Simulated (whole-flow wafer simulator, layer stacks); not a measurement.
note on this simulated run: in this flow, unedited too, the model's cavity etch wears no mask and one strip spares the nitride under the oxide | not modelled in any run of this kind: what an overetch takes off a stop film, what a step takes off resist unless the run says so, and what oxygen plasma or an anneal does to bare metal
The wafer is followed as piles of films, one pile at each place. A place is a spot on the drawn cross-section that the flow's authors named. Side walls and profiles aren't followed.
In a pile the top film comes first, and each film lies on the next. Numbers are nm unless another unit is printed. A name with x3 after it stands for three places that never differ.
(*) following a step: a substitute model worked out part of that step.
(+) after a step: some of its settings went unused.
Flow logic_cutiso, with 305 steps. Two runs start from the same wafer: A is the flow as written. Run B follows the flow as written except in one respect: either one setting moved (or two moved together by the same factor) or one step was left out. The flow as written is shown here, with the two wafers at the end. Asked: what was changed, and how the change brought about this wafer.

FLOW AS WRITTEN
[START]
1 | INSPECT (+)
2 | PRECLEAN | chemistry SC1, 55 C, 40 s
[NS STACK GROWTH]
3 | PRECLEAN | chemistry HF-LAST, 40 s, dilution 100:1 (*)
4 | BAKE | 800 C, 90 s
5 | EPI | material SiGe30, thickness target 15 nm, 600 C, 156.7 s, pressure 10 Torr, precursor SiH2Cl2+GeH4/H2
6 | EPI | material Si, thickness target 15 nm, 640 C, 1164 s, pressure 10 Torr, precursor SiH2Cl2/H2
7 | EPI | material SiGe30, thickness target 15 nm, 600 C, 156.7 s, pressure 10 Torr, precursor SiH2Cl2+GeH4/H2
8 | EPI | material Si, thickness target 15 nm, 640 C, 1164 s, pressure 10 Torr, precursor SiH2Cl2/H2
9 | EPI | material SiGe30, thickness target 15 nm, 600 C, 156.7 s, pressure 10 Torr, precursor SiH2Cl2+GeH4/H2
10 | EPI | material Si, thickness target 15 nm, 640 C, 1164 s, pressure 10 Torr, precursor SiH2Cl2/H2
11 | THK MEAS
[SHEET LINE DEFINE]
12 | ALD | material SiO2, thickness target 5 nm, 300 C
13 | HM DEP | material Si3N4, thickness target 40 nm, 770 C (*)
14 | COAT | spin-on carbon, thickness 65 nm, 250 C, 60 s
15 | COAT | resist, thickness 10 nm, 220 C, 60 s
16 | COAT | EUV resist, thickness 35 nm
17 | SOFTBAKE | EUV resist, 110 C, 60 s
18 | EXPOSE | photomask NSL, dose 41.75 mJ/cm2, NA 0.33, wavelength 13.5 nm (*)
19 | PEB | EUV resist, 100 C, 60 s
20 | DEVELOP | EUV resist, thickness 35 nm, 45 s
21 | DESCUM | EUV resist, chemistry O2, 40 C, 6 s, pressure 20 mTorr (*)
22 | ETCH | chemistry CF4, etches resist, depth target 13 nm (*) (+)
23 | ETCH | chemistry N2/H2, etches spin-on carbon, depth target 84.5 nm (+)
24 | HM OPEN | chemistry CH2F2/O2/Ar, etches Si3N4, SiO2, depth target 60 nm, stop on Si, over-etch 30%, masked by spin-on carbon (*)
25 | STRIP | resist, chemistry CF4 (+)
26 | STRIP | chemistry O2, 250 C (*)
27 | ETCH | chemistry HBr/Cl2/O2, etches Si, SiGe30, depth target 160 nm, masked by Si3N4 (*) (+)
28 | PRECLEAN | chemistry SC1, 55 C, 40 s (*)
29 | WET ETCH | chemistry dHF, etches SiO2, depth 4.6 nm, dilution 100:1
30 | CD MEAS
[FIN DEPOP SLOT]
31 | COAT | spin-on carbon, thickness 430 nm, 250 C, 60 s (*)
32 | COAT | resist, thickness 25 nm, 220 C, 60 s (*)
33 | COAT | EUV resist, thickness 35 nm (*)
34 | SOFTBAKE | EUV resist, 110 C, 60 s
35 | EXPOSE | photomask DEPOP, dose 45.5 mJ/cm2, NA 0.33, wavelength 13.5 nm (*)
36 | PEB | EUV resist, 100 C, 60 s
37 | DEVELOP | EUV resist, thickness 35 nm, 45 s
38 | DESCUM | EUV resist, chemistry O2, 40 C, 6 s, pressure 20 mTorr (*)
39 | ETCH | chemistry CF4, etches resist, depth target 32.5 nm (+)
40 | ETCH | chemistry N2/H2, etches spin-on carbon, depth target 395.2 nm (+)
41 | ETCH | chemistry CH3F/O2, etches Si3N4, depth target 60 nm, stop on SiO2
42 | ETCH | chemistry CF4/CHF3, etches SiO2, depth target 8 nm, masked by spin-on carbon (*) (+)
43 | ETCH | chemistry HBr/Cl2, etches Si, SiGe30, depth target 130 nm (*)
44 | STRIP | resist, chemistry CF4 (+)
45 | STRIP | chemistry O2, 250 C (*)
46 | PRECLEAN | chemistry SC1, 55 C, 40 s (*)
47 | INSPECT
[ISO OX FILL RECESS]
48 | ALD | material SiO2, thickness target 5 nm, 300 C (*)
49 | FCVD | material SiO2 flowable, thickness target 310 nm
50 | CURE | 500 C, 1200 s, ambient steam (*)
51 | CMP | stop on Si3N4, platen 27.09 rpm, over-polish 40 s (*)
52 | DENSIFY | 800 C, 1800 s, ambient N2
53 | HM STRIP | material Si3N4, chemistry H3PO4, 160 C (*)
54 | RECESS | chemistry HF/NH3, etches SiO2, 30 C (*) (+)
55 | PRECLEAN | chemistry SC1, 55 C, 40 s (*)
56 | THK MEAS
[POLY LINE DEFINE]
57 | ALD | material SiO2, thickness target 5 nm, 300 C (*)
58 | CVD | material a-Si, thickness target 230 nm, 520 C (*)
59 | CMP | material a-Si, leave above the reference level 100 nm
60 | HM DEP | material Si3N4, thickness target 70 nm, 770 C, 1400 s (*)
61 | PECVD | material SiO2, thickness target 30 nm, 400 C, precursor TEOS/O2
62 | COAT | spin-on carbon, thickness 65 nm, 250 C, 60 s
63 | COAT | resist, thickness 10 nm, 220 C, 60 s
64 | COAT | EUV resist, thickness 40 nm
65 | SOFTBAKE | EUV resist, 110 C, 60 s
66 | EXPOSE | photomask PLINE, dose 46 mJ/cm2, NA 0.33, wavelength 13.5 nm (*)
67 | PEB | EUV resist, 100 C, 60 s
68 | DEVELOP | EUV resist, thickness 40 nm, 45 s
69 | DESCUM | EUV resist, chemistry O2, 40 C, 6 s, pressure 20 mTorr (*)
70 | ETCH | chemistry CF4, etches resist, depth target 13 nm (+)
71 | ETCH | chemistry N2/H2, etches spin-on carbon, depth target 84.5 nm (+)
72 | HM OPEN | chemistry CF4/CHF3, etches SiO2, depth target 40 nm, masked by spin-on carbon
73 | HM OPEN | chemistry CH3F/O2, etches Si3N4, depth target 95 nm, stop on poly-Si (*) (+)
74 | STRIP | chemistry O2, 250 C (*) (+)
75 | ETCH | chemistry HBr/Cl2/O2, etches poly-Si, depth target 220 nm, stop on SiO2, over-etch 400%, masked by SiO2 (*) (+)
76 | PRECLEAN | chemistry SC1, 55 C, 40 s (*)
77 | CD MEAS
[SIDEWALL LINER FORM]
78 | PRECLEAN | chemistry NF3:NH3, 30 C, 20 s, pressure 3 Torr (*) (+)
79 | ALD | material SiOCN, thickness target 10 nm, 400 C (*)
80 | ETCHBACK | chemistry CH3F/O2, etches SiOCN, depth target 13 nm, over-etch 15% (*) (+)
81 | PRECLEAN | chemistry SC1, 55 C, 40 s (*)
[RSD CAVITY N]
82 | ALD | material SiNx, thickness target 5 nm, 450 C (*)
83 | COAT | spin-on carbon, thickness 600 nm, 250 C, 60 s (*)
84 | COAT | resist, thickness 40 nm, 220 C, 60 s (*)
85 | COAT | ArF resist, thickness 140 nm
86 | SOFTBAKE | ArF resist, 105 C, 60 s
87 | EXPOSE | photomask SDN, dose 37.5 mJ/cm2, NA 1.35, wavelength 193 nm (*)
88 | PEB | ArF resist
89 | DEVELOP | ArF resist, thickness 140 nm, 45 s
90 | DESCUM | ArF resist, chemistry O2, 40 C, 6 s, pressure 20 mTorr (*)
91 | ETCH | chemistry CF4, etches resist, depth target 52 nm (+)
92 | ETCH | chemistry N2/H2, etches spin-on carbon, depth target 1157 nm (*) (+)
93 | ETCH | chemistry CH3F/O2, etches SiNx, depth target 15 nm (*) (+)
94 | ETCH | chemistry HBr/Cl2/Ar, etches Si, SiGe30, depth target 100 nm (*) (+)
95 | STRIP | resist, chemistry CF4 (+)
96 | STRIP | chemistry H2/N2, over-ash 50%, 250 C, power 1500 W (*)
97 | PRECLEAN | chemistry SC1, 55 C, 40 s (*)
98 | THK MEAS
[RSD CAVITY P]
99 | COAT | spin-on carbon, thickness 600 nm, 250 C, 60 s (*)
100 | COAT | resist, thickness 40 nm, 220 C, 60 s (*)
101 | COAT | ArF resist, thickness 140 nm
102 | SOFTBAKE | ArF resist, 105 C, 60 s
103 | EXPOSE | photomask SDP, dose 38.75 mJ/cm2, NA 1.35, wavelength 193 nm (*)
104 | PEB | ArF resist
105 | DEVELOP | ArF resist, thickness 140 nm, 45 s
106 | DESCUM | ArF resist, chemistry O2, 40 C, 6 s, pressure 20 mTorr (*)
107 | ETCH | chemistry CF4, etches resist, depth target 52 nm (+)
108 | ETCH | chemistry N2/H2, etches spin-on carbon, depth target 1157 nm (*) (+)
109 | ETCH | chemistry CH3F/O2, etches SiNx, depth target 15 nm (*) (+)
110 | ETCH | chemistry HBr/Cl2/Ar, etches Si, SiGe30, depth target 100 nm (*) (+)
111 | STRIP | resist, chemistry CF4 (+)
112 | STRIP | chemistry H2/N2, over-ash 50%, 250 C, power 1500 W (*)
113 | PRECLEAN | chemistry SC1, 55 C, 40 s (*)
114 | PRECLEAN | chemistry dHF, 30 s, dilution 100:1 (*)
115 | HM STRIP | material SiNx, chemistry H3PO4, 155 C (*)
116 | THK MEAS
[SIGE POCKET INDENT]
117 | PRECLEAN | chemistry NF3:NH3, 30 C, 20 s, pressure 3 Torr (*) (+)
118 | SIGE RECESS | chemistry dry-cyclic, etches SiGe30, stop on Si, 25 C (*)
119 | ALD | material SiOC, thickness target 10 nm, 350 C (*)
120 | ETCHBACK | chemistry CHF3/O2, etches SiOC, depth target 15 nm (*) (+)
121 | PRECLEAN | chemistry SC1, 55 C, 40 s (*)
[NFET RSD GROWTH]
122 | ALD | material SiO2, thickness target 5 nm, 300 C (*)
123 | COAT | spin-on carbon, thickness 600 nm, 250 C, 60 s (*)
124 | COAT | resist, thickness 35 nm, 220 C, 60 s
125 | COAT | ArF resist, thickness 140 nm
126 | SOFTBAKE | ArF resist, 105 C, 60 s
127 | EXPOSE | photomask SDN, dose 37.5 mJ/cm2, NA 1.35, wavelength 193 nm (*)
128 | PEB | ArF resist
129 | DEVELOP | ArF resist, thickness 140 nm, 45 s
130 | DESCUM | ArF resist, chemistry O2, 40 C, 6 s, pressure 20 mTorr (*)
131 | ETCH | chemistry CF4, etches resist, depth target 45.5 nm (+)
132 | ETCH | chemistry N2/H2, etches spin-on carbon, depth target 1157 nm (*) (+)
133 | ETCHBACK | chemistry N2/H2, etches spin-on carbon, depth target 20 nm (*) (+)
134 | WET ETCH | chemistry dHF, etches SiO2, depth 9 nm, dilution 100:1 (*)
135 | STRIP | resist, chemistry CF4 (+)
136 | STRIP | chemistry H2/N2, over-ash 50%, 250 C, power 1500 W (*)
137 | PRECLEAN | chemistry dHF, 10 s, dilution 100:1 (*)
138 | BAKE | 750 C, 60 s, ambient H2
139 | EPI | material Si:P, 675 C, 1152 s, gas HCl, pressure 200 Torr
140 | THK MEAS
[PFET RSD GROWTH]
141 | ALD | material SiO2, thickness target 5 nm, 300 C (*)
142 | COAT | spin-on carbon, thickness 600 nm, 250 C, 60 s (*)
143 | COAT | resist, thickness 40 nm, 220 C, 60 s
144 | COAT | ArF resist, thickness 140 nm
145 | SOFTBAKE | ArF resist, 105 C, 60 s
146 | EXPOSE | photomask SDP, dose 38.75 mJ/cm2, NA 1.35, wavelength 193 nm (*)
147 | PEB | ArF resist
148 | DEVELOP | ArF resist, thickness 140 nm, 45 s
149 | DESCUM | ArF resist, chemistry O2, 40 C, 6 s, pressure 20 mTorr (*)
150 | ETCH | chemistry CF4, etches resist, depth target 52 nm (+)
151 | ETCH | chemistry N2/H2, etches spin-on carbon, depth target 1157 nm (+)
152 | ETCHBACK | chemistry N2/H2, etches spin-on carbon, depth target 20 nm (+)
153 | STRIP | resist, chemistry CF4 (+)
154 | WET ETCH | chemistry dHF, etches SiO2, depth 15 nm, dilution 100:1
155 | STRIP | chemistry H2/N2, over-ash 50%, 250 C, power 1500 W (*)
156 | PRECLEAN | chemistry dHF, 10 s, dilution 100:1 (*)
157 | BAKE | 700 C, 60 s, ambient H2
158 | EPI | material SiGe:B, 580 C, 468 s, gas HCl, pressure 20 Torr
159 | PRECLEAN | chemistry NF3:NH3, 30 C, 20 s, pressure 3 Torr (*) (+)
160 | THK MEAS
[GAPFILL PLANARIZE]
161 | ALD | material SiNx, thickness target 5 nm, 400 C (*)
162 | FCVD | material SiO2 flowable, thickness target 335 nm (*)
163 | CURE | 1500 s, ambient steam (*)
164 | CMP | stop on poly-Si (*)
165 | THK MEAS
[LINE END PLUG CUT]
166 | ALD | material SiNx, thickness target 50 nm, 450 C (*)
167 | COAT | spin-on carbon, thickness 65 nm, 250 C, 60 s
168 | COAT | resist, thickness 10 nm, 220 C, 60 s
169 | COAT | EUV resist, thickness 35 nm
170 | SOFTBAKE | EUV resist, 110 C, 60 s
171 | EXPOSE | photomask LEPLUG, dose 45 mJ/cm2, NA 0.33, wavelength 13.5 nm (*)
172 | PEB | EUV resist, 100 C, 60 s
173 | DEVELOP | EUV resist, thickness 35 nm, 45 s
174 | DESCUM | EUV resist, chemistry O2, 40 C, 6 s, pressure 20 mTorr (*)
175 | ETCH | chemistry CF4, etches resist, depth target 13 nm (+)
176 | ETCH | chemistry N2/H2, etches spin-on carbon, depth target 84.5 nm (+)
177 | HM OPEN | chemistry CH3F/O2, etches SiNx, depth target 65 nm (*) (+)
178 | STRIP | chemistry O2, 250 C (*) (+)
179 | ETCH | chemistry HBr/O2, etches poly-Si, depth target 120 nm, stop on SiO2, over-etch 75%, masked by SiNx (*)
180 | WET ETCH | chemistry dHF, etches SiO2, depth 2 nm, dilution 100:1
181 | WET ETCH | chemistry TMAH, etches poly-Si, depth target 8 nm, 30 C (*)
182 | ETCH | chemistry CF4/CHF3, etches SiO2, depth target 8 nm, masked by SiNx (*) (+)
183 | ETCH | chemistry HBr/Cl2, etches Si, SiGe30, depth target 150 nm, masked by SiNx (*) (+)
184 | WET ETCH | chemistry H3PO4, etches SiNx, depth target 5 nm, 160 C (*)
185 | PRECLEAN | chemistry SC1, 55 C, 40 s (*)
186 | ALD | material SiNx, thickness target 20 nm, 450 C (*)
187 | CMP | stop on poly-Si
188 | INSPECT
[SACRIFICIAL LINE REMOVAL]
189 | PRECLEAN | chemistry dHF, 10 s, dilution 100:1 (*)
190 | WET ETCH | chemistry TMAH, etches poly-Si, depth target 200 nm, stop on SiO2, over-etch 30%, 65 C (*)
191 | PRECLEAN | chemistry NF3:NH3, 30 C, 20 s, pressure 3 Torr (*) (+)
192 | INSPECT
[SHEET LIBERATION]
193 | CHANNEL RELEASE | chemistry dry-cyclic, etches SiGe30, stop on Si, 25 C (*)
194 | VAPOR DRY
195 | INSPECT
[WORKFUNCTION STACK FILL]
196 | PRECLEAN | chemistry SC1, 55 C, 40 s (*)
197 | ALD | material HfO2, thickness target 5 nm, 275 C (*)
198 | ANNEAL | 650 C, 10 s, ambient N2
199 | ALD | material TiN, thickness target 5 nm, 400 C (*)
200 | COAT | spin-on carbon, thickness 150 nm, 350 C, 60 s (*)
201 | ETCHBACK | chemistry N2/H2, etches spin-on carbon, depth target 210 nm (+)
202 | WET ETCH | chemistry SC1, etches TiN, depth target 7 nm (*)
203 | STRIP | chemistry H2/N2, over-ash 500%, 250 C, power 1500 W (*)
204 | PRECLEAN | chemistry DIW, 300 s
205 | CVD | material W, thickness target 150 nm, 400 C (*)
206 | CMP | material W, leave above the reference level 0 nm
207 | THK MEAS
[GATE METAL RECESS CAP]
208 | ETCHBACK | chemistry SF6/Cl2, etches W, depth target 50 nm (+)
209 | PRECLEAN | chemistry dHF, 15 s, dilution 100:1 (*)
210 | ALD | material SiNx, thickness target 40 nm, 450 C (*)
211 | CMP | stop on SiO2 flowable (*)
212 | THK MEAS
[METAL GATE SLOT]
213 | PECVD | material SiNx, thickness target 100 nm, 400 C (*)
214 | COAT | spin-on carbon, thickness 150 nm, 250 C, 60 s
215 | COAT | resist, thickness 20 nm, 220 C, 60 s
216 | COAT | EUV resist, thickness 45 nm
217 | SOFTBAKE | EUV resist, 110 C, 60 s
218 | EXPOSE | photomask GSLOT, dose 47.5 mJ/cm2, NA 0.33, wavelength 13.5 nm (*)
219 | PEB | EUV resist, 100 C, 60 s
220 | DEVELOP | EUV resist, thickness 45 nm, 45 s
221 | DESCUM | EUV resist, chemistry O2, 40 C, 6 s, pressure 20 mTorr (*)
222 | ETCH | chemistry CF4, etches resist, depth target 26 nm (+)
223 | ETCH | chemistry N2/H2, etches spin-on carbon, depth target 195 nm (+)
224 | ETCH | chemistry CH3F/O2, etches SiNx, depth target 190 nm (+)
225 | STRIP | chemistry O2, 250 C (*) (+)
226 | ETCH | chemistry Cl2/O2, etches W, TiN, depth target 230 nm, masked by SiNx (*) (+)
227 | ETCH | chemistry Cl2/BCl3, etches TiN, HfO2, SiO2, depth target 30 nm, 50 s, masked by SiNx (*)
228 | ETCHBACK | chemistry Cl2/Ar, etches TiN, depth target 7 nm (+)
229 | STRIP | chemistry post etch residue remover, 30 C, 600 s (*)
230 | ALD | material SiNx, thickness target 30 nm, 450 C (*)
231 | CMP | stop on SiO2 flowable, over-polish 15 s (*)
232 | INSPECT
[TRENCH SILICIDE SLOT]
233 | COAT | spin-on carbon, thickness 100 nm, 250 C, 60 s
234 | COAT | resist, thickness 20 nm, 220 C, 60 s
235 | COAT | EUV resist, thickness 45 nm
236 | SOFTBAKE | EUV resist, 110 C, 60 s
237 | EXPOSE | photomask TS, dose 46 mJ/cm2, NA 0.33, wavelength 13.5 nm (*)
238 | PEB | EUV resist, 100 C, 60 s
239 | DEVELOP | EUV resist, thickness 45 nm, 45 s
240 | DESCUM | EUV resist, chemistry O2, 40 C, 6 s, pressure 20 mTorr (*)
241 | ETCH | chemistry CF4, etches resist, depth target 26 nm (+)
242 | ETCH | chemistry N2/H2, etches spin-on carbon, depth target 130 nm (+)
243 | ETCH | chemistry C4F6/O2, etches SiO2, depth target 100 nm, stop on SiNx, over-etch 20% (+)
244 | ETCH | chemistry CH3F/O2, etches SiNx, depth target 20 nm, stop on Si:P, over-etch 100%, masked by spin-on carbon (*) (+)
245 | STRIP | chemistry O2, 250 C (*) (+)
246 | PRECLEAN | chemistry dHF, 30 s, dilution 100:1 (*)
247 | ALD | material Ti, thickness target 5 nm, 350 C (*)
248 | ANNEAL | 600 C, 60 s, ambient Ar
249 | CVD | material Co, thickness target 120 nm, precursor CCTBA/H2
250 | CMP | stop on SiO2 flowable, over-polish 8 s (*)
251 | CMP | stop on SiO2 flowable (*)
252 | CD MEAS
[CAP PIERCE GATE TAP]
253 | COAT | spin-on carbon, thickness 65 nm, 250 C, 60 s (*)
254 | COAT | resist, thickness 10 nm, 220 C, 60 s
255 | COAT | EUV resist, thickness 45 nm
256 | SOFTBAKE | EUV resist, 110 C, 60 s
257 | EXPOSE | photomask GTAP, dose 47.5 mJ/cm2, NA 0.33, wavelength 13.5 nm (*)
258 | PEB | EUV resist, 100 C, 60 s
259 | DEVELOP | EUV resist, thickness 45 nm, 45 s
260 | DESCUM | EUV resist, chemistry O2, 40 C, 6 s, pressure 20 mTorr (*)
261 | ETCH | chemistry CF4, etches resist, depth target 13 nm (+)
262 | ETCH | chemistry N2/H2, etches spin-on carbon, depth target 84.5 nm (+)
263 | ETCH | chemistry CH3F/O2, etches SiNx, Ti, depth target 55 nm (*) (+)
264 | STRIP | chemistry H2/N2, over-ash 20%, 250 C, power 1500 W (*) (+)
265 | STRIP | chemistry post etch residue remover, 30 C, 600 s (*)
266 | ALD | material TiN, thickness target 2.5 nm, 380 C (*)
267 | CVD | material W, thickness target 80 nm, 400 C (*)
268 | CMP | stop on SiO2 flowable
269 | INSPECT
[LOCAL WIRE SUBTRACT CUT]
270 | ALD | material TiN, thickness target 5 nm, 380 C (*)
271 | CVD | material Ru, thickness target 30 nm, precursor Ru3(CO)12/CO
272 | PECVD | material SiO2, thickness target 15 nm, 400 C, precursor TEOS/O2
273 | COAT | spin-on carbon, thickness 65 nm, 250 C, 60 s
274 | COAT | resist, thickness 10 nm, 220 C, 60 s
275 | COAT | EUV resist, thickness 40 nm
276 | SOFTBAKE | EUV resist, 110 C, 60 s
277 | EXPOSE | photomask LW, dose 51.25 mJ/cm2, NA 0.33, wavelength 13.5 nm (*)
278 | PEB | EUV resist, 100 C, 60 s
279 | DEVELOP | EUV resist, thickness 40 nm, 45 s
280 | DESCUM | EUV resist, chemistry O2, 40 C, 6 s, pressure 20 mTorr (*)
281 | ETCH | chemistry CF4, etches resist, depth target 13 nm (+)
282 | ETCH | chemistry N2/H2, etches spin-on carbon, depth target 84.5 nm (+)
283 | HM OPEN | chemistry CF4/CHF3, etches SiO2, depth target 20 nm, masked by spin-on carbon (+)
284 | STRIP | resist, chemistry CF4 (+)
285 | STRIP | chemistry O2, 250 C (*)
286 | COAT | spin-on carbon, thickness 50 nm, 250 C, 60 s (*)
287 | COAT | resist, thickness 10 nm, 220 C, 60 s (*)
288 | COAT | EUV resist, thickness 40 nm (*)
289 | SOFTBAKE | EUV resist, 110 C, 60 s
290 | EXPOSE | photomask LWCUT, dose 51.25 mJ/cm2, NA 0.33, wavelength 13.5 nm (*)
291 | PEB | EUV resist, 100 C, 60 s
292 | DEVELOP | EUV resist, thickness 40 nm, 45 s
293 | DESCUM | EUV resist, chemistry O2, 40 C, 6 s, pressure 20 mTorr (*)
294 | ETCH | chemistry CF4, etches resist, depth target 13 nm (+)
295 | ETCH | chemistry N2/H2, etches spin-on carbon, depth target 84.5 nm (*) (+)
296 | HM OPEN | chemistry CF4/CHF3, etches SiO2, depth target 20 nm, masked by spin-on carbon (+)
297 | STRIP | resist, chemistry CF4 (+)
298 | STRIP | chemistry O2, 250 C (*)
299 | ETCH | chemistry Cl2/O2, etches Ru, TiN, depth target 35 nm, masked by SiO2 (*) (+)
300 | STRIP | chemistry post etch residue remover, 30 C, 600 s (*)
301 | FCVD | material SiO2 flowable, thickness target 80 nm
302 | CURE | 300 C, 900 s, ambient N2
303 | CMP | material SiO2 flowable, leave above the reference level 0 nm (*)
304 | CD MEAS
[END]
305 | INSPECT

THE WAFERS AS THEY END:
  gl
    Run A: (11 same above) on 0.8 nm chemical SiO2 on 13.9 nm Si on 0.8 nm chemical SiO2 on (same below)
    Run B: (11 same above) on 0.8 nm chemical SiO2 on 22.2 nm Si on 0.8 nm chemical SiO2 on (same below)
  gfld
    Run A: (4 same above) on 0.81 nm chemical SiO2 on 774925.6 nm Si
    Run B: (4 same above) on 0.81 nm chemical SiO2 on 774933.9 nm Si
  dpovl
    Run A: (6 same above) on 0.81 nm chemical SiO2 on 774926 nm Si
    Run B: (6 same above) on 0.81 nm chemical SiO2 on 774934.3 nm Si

Cause: step 8, EPI: 1805 s was run, while the flow as written has 1164 s.

The path from the change to this, step by step:
  8 | EPI | material Si, thickness target 15 nm, 640 C, 1164 s, pressure 10 Torr, precursor SiH2Cl2/H2
      depop, dpovl, gfld and 19 more: A Si gains 15 (new film) | B Si gains 23.3 (new film)
  27 | ETCH | chemistry HBr/Cl2/O2, etches Si, SiGe30, depth target 160 nm, masked by Si3N4 (*) (+)
      gfld, gxf, iso, lnri: A chemical SiO2 loses 0.79 (all of it), Si loses 11.4 (all of it), SiGe30 loses 15 (all of it), Si loses 15 (all of it), SiGe30 loses 15 (all of it), Si loses 15 (all of it), SiGe30 loses 15 (all of it), Si loses 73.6 | B chemical SiO2 loses 0.79 (all of it), Si loses 11.4 (all of it), SiGe30 loses 15 (all of it), Si loses 23.3 (all of it), SiGe30 loses 15 (all of it), Si loses 15 (all of it), SiGe30 loses 15 (all of it), Si loses 65.4
      dpovl, nsgap: A chemical SiO2 loses 0.79 (all of it), Si loses 11.8 (all of it), SiGe30 loses 15 (all of it), Si loses 15 (all of it), SiGe30 loses 15 (all of it), Si loses 15 (all of it), SiGe30 loses 15 (all of it), Si loses 73.2 | B chemical SiO2 loses 0.79 (all of it), Si loses 11.8 (all of it), SiGe30 loses 15 (all of it), Si loses 23.3 (all of it), SiGe30 loses 15 (all of it), Si loses 15 (all of it), SiGe30 loses 15 (all of it), Si loses 65
      (and at 1 other place as well)
  43 | ETCH | chemistry HBr/Cl2, etches Si, SiGe30, depth target 130 nm (*)
      depop: A Si loses 14 (all of it), SiGe30 loses 15 (all of it), Si loses 15 (all of it), SiGe30 loses 15 (all of it), Si loses 15 (all of it), SiGe30 loses 15 (all of it), Si loses 41 | B Si loses 14 (all of it), SiGe30 loses 15 (all of it), Si loses 23.3 (all of it), SiGe30 loses 15 (all of it), Si loses 15 (all of it), SiGe30 loses 15 (all of it), Si loses 32.7
  94 | ETCH | chemistry HBr/Cl2/Ar, etches Si, SiGe30, depth target 100 nm (*) (+)
      rsdn, rsdx: A chemical SiO2 loses 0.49 (all of it), Si loses 12.8 (all of it), SiGe30 loses 15 (all of it), Si loses 15 (all of it), SiGe30 loses 15 (all of it), Si loses 15 (all of it), SiGe30 loses 15 (all of it), Si loses 12.2 | B chemical SiO2 loses 0.49 (all of it), Si loses 12.8 (all of it), SiGe30 loses 15 (all of it), Si loses 23.3 (all of it), SiGe30 loses 15 (all of it), Si loses 15 (all of it), SiGe30 loses 15 (all of it), Si loses 3.91
  110 | ETCH | chemistry HBr/Cl2/Ar, etches Si, SiGe30, depth target 100 nm (*) (+)
      rsdp, rsdw: A chemical SiO2 loses 0.49 (all of it), Si loses 12.8 (all of it), SiGe30 loses 15 (all of it), Si loses 15 (all of it), SiGe30 loses 15 (all of it), Si loses 15 (all of it), SiGe30 loses 15 (all of it), Si loses 12.2 | B chemical SiO2 loses 0.49 (all of it), Si loses 12.8 (all of it), SiGe30 loses 15 (all of it), Si loses 23.3 (all of it), SiGe30 loses 15 (all of it), Si loses 15 (all of it), SiGe30 loses 15 (all of it), Si loses 3.91
  183 | ETCH | chemistry HBr/Cl2, etches Si, SiGe30, depth target 150 nm, masked by SiNx (*) (+)
      plug: A Si loses 13.6 (all of it), SiGe30 loses 15 (all of it), Si loses 15 (all of it), SiGe30 loses 15 (all of it), Si loses 15 (all of it), SiGe30 loses 15 (all of it), Si loses 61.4 | B Si loses 13.6 (all of it), SiGe30 loses 15 (all of it), Si loses 23.3 (all of it), SiGe30 loses 15 (all of it), Si loses 15 (all of it), SiGe30 loses 15 (all of it), Si loses 53.2
